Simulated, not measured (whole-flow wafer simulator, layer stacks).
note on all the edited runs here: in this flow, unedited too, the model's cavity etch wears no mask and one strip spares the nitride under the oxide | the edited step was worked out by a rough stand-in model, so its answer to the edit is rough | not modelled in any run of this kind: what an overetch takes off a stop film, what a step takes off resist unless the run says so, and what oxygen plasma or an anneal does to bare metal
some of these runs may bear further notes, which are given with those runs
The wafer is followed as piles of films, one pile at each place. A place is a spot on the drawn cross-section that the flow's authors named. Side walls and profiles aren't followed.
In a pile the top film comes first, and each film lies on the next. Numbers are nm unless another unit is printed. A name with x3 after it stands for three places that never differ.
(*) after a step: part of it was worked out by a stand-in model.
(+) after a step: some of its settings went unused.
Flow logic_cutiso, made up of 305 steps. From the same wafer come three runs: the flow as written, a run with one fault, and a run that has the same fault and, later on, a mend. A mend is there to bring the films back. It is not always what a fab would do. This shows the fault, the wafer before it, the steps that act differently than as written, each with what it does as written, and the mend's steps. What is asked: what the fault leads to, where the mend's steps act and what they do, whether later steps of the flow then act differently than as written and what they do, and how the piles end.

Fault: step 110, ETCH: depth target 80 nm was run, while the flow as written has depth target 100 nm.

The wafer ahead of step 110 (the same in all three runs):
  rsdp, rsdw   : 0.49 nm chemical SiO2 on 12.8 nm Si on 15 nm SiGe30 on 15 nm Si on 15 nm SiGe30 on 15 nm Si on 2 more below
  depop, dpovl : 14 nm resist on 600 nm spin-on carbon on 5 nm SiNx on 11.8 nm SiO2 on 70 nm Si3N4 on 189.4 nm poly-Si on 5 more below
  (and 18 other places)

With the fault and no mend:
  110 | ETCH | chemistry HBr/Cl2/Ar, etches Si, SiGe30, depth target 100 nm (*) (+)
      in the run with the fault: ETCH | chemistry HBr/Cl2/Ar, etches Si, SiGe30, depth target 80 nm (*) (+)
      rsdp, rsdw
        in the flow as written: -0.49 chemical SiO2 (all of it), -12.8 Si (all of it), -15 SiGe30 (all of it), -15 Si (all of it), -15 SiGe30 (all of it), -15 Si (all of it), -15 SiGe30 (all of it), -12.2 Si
        in the run with the fault: -0.49 chemical SiO2 (all of it), -12.8 Si (all of it), -15 SiGe30 (all of it), -15 Si (all of it), -15 SiGe30 (all of it), -15 Si (all of it), -7.17 SiGe30
  Steps further on in the flow that do not act as written (14 more steps, not shown, differ only slightly: by at most 2% or 0.5 nm, whichever is larger):
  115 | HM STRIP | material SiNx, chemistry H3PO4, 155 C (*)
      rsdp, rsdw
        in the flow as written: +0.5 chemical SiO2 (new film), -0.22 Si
        in the run with the fault: +0.5 chemical SiO2 (new film), -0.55 SiGe30
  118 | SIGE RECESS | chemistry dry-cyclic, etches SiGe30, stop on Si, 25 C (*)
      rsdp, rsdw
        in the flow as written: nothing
        in the run with the fault: -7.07 SiGe30 (all of it)
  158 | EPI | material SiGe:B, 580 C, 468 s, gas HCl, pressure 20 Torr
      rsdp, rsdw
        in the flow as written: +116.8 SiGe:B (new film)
        in the run with the fault: +104.2 SiGe:B (new film)
  The piles end different from the flow's at rsdp, rsdw by more than 2% or 0.5 nm, whichever is larger.
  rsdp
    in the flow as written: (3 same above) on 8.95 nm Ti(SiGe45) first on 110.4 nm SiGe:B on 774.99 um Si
    in the run with the fault: (3 same above) on 8.95 nm Ti(SiGe45) first on 97.7 nm SiGe:B on 775 um Si
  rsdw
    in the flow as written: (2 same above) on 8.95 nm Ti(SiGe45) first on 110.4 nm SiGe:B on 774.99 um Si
    in the run with the fault: (2 same above) on 8.95 nm Ti(SiGe45) first on 97.7 nm SiGe:B on 775 um Si

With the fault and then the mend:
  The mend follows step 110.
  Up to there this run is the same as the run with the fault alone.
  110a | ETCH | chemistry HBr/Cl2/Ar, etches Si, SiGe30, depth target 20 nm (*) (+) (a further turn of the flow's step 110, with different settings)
      rsdp, rsdw
        -7.84 SiGe30 (all of it), -12.2 Si
  Every later step of the flow that is run acts as written at every place that is followed.
  The piles end the same as the flow's at every place that both follow.
